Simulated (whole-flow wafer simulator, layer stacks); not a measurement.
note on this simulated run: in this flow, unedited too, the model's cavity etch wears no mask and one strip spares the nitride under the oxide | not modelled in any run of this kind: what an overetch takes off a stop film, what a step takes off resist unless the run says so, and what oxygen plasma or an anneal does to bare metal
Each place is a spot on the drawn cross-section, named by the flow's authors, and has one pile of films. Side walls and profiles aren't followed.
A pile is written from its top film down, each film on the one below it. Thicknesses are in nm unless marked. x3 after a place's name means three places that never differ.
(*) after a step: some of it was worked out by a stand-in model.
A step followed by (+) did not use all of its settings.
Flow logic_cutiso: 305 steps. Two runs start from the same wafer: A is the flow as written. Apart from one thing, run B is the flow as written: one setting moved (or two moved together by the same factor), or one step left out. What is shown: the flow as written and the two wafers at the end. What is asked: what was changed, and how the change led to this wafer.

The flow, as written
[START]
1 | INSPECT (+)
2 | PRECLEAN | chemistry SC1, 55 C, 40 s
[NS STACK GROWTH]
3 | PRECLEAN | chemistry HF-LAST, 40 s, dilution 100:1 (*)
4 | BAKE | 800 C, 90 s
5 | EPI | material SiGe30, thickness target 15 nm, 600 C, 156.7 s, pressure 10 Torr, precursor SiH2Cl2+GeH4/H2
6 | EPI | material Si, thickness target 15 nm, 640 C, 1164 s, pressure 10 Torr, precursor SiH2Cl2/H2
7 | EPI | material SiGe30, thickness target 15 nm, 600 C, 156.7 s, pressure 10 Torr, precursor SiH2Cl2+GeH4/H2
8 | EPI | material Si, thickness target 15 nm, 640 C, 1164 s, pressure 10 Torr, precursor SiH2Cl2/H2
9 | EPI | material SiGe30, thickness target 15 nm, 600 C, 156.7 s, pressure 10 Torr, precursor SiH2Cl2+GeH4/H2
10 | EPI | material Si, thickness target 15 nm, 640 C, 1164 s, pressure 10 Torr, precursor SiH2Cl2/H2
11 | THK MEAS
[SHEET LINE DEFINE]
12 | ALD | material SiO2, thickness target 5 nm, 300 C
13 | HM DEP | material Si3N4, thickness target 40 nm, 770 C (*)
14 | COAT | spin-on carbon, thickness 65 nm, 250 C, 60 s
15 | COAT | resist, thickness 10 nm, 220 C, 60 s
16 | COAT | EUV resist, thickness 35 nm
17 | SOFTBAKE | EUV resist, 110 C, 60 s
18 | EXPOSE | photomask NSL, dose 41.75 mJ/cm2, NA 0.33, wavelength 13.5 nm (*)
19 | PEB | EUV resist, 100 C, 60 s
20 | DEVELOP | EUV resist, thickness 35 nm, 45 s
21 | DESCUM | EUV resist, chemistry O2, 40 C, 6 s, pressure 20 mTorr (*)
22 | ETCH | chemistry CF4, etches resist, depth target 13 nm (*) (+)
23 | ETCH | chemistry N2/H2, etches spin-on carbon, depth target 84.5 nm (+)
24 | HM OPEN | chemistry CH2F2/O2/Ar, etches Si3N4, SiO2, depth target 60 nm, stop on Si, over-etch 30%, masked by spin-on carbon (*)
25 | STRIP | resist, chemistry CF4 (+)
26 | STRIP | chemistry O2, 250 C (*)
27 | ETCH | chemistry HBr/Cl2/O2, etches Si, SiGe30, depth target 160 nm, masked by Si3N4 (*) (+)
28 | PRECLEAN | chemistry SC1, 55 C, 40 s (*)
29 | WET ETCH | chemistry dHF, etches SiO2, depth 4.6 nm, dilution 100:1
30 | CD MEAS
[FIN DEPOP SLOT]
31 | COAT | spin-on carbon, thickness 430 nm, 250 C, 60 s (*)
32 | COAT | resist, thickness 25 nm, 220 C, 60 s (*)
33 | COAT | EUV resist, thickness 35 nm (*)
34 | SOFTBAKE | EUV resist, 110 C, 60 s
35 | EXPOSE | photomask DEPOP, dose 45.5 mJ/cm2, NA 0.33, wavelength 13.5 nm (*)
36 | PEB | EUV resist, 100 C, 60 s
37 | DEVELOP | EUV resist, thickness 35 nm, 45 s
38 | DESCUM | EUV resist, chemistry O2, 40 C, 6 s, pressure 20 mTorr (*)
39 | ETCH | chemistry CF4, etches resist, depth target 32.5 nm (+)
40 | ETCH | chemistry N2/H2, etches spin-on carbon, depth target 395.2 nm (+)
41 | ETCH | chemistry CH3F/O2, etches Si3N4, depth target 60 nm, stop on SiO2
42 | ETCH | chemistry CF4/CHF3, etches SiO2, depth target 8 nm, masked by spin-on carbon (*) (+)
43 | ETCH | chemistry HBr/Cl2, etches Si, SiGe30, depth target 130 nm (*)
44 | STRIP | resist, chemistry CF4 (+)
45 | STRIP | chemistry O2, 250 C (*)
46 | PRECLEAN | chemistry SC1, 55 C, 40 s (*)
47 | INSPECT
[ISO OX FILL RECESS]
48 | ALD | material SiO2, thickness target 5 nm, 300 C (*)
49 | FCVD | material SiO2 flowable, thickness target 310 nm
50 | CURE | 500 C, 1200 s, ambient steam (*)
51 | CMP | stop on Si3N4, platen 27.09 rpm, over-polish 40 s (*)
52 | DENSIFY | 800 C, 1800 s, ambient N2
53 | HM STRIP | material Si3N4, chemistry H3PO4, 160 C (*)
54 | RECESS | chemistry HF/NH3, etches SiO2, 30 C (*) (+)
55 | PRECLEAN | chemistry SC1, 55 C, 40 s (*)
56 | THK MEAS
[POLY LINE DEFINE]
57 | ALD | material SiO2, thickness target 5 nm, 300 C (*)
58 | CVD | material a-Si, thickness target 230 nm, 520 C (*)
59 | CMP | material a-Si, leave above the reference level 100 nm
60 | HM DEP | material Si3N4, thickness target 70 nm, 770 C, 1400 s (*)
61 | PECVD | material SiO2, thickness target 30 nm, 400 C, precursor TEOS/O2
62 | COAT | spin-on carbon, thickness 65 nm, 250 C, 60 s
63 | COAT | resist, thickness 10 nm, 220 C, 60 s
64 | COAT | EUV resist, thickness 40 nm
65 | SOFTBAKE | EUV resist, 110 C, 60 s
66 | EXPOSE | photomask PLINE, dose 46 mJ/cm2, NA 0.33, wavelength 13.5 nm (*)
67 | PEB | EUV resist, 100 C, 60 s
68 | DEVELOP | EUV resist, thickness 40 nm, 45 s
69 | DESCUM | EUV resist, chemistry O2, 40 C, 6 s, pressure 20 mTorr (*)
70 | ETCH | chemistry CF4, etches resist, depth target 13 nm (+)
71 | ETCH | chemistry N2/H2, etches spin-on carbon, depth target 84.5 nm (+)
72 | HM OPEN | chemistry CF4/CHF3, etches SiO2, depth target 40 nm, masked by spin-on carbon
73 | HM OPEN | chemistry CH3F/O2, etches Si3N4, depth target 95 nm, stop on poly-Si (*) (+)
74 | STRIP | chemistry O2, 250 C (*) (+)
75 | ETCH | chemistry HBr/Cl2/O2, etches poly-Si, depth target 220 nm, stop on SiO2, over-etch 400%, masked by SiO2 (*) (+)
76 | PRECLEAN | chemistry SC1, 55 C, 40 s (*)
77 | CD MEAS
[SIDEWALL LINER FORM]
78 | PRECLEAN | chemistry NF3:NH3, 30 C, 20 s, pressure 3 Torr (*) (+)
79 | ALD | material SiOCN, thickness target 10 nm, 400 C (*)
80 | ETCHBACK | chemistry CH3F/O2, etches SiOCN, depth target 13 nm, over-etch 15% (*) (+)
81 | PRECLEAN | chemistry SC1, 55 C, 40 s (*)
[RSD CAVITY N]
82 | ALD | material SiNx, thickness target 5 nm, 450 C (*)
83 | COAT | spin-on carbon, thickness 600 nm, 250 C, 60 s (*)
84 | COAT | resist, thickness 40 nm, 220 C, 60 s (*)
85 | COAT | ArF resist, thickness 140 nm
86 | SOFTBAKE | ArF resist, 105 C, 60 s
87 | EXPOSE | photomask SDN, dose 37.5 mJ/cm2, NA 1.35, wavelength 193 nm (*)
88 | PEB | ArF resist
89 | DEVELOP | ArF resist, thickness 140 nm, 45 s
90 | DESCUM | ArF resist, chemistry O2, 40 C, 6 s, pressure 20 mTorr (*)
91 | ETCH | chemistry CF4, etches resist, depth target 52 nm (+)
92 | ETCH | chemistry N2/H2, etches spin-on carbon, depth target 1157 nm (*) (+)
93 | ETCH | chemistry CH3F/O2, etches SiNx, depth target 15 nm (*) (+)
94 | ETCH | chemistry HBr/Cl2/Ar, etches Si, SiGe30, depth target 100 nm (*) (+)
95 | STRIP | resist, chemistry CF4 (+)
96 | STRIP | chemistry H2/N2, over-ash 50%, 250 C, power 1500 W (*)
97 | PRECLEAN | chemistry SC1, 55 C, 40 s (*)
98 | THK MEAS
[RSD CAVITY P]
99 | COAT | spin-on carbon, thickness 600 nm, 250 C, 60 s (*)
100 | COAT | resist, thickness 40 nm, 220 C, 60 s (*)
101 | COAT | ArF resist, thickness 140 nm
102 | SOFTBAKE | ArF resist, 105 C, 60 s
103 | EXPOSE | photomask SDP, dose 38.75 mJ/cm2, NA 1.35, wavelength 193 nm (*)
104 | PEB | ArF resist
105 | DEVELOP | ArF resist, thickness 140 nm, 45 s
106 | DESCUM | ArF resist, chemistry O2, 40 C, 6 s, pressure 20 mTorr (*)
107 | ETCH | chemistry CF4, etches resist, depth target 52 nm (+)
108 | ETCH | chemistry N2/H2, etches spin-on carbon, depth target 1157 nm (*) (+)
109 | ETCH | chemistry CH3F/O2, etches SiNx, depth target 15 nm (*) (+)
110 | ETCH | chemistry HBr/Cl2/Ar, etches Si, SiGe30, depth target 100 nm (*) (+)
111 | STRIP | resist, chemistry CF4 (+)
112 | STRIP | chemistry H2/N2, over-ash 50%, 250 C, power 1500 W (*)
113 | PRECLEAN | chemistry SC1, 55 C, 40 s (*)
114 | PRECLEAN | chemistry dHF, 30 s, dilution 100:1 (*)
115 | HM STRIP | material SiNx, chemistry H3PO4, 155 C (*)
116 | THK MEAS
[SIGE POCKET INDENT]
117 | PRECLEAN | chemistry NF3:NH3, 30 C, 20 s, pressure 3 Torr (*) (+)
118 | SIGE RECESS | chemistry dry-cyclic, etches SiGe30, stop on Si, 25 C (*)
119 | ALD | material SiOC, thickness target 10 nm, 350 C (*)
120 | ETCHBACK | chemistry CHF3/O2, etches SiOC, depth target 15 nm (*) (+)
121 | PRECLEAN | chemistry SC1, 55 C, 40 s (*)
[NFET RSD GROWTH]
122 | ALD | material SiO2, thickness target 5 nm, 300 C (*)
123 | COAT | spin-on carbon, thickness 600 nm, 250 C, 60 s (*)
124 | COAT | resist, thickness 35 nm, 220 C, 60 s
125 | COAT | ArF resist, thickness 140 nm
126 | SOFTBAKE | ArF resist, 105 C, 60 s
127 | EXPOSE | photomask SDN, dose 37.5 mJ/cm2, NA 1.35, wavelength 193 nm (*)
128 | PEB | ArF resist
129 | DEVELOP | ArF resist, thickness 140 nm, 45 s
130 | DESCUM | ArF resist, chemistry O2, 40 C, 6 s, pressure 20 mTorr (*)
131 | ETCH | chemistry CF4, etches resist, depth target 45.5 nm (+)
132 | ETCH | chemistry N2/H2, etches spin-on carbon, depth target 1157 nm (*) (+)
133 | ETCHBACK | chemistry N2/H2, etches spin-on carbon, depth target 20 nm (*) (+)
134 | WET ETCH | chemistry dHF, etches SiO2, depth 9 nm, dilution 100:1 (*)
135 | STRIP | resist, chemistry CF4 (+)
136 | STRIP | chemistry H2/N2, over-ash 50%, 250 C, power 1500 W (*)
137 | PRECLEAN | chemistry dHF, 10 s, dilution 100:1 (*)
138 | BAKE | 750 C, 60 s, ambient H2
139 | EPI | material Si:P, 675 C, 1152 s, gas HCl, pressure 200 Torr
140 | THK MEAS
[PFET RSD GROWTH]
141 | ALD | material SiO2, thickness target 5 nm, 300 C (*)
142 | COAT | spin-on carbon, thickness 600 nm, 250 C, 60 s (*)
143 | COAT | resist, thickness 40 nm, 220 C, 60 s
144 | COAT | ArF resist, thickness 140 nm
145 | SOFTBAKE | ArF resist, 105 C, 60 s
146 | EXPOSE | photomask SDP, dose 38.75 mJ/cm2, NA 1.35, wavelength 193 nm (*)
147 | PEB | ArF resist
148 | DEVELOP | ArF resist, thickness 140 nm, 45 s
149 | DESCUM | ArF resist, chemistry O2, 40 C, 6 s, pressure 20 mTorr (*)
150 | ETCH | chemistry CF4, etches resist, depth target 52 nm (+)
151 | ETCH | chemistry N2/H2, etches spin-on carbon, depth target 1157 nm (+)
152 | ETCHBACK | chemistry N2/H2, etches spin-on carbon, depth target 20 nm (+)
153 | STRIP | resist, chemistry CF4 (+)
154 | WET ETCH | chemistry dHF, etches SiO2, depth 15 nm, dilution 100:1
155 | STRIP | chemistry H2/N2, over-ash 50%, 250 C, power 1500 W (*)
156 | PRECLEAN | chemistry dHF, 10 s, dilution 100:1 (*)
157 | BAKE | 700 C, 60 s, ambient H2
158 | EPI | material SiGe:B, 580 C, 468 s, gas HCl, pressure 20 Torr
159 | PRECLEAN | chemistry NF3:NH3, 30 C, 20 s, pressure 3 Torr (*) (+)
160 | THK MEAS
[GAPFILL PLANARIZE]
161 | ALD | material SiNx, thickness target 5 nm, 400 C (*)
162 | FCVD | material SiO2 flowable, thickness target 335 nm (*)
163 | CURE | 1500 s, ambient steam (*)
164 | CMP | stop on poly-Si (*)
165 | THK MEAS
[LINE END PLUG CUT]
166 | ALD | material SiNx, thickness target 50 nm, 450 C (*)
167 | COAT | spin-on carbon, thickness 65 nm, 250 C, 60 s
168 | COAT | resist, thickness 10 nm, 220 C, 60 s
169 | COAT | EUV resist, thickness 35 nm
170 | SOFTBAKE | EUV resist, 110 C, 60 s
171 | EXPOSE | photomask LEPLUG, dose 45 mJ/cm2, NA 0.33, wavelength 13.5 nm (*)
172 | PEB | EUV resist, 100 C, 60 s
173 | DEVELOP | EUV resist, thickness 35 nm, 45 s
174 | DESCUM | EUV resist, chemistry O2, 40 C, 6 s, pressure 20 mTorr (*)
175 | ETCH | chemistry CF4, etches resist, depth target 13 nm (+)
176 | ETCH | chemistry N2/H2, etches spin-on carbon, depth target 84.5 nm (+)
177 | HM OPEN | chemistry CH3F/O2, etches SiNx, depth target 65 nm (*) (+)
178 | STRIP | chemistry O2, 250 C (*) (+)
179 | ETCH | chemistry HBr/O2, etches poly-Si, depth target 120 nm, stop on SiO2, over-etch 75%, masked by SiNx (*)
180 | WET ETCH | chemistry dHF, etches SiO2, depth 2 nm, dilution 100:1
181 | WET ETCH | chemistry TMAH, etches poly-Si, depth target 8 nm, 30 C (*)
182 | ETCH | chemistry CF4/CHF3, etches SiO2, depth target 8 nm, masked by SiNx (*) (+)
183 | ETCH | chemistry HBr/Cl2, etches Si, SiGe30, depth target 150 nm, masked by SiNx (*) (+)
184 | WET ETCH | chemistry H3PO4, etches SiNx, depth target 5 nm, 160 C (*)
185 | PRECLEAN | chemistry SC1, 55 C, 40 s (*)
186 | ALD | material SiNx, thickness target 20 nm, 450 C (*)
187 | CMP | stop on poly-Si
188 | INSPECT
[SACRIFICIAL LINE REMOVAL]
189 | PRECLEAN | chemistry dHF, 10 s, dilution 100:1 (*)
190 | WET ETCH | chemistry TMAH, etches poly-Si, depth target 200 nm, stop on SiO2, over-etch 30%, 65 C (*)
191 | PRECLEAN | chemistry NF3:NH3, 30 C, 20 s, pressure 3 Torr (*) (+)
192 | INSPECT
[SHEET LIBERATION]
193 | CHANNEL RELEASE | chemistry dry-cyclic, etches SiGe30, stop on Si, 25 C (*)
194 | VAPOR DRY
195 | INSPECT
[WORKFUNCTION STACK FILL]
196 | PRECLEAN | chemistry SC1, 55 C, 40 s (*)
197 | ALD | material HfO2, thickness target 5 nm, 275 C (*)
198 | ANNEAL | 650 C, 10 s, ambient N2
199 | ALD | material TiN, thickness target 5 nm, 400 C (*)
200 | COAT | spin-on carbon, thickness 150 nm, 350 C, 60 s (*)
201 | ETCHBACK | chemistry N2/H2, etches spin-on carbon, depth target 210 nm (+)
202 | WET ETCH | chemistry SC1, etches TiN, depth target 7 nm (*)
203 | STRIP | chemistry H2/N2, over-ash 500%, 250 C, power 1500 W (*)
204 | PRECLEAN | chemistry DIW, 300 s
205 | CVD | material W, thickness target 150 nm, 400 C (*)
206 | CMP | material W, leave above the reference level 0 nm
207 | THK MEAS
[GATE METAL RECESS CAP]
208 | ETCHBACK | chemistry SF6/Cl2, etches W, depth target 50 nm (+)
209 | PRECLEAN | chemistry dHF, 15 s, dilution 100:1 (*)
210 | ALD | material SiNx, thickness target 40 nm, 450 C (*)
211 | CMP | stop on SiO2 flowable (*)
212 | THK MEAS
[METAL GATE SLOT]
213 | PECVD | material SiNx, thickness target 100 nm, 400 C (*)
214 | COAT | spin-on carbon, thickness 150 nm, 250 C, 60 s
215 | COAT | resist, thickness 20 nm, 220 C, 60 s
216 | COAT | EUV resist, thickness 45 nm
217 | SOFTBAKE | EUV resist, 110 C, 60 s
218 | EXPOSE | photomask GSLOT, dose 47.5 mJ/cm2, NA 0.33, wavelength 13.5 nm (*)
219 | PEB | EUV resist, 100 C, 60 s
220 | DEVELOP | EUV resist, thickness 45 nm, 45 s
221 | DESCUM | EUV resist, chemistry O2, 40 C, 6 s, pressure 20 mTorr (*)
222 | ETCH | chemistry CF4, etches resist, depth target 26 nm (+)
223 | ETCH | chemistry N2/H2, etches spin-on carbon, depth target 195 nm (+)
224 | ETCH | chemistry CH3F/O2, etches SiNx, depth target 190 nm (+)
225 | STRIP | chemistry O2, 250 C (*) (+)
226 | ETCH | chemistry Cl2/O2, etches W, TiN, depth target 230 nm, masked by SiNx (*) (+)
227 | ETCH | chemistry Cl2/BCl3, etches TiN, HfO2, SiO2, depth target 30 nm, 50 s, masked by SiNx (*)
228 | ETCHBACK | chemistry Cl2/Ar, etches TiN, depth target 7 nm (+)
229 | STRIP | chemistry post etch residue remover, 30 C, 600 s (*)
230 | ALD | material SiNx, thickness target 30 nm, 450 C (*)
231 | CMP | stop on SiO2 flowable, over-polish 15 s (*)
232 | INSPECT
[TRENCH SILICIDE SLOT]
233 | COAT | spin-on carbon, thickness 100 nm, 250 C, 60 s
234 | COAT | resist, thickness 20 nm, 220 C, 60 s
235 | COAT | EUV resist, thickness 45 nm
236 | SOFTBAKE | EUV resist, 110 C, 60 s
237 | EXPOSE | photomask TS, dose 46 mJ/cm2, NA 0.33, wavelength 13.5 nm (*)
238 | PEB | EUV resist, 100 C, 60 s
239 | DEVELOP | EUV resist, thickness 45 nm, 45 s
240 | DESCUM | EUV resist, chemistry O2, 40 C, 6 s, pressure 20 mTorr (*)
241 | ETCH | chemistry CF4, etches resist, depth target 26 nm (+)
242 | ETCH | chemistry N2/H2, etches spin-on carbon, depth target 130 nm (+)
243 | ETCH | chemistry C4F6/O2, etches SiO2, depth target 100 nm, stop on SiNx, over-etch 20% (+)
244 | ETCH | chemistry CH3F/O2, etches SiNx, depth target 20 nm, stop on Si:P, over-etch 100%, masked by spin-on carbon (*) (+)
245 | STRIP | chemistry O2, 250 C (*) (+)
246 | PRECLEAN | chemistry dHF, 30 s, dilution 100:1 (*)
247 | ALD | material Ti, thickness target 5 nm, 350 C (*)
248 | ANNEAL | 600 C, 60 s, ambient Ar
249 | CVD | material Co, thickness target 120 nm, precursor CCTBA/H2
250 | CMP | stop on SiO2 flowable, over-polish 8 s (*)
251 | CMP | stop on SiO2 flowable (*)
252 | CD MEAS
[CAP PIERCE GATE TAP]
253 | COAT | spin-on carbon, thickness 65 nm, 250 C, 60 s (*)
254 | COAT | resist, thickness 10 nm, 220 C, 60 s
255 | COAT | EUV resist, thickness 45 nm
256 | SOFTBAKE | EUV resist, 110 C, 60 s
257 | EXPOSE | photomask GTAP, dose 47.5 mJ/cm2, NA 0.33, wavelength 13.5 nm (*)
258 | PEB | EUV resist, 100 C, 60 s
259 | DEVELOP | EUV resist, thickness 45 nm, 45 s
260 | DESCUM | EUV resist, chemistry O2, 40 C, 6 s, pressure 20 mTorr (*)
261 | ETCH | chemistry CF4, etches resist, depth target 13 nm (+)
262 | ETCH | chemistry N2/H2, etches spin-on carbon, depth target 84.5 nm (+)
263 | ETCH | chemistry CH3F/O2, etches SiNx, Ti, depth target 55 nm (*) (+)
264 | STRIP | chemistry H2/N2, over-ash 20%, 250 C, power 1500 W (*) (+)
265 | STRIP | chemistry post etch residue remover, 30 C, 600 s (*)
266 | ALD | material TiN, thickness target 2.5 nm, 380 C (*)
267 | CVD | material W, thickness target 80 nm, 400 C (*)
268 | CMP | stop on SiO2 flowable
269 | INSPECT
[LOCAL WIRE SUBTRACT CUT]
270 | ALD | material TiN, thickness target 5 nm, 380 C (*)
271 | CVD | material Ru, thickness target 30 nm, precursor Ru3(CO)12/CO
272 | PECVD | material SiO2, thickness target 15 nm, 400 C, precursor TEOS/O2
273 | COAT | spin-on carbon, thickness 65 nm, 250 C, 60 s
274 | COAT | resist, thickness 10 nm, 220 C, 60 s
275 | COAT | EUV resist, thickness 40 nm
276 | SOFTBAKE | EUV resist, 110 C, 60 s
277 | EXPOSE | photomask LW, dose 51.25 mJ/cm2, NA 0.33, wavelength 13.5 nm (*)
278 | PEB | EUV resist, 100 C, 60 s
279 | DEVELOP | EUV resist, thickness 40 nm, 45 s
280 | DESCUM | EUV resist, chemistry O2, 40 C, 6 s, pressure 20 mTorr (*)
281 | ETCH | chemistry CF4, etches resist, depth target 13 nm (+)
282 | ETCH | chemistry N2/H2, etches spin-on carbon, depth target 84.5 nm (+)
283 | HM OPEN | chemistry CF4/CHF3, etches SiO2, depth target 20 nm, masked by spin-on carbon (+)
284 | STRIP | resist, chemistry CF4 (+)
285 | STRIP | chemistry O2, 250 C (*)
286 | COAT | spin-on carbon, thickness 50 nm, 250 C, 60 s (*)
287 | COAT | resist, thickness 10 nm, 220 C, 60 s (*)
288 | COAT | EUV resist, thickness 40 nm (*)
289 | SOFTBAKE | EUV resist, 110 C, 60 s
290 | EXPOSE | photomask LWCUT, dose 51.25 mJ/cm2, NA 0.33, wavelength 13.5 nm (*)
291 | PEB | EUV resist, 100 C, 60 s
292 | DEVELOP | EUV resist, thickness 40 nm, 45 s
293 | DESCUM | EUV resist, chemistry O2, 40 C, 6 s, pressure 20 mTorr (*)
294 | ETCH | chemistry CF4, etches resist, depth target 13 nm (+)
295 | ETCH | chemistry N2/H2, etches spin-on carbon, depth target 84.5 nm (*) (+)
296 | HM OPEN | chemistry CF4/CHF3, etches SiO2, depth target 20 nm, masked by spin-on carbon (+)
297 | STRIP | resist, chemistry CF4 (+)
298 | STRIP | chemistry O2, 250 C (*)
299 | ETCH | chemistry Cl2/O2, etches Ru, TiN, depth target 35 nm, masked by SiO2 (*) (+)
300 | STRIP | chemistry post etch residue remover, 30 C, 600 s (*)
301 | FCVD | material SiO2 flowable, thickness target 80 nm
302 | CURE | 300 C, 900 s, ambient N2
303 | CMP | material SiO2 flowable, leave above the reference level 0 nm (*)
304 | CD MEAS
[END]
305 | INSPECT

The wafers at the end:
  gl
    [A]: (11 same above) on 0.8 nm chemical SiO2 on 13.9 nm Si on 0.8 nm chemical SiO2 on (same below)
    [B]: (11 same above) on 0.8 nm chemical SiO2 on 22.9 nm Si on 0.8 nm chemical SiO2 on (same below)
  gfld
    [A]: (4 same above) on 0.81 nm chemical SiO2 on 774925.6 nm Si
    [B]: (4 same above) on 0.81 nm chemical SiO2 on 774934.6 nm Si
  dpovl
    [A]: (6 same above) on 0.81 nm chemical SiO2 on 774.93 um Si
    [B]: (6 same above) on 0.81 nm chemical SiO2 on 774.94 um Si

The reason: step 8, EPI: thickness target 24 nm was run, while the flow as written has thickness target 15 nm; step 8, EPI: 1863 s was run, where the flow has 1164 s.

Step by step, how the change led to this:
  8 | EPI | material Si, thickness target 15 nm, 640 C, 1164 s, pressure 10 Torr, precursor SiH2Cl2/H2
      depop, dpovl, gfld and 19 more: A Si gains 15 (new film) | B Si gains 24 (new film)
  27 | ETCH | chemistry HBr/Cl2/O2, etches Si, SiGe30, depth target 160 nm, masked by Si3N4 (*) (+)
      gfld, gxf, iso, lnri: A chemical SiO2 loses 0.79 (all of it), Si loses 11.4 (all of it), SiGe30 loses 15 (all of it), Si loses 15 (all of it), SiGe30 loses 15 (all of it), Si loses 15 (all of it), SiGe30 loses 15 (all of it), Si loses 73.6 | B chemical SiO2 loses 0.79 (all of it), Si loses 11.4 (all of it), SiGe30 loses 15 (all of it), Si loses 24 (all of it), SiGe30 loses 15 (all of it), Si loses 15 (all of it), SiGe30 loses 15 (all of it), Si loses 64.6
      dpovl, nsgap: A chemical SiO2 loses 0.79 (all of it), Si loses 11.8 (all of it), SiGe30 loses 15 (all of it), Si loses 15 (all of it), SiGe30 loses 15 (all of it), Si loses 15 (all of it), SiGe30 loses 15 (all of it), Si loses 73.2 | B chemical SiO2 loses 0.79 (all of it), Si loses 11.8 (all of it), SiGe30 loses 15 (all of it), Si loses 24 (all of it), SiGe30 loses 15 (all of it), Si loses 15 (all of it), SiGe30 loses 15 (all of it), Si loses 64.2
      (also at 1 further place)
  43 | ETCH | chemistry HBr/Cl2, etches Si, SiGe30, depth target 130 nm (*)
      depop: A Si loses 14 (all of it), SiGe30 loses 15 (all of it), Si loses 15 (all of it), SiGe30 loses 15 (all of it), Si loses 15 (all of it), SiGe30 loses 15 (all of it), Si loses 41 | B Si loses 14 (all of it), SiGe30 loses 15 (all of it), Si loses 24 (all of it), SiGe30 loses 15 (all of it), Si loses 15 (all of it), SiGe30 loses 15 (all of it), Si loses 32
  94 | ETCH | chemistry HBr/Cl2/Ar, etches Si, SiGe30, depth target 100 nm (*) (+)
      rsdn, rsdx: A chemical SiO2 loses 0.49 (all of it), Si loses 12.8 (all of it), SiGe30 loses 15 (all of it), Si loses 15 (all of it), SiGe30 loses 15 (all of it), Si loses 15 (all of it), SiGe30 loses 15 (all of it), Si loses 12.2 | B chemical SiO2 loses 0.49 (all of it), Si loses 12.8 (all of it), SiGe30 loses 15 (all of it), Si loses 24 (all of it), SiGe30 loses 15 (all of it), Si loses 15 (all of it), SiGe30 loses 15 (all of it), Si loses 3.16
  110 | ETCH | chemistry HBr/Cl2/Ar, etches Si, SiGe30, depth target 100 nm (*) (+)
      rsdp, rsdw: A chemical SiO2 loses 0.49 (all of it), Si loses 12.8 (all of it), SiGe30 loses 15 (all of it), Si loses 15 (all of it), SiGe30 loses 15 (all of it), Si loses 15 (all of it), SiGe30 loses 15 (all of it), Si loses 12.2 | B chemical SiO2 loses 0.49 (all of it), Si loses 12.8 (all of it), SiGe30 loses 15 (all of it), Si loses 24 (all of it), SiGe30 loses 15 (all of it), Si loses 15 (all of it), SiGe30 loses 15 (all of it), Si loses 3.16
  183 | ETCH | chemistry HBr/Cl2, etches Si, SiGe30, depth target 150 nm, masked by SiNx (*) (+)
      plug: A Si loses 13.6 (all of it), SiGe30 loses 15 (all of it), Si loses 15 (all of it), SiGe30 loses 15 (all of it), Si loses 15 (all of it), SiGe30 loses 15 (all of it), Si loses 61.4 | B Si loses 13.6 (all of it), SiGe30 loses 15 (all of it), Si loses 24 (all of it), SiGe30 loses 15 (all of it), Si loses 15 (all of it), SiGe30 loses 15 (all of it), Si loses 52.4
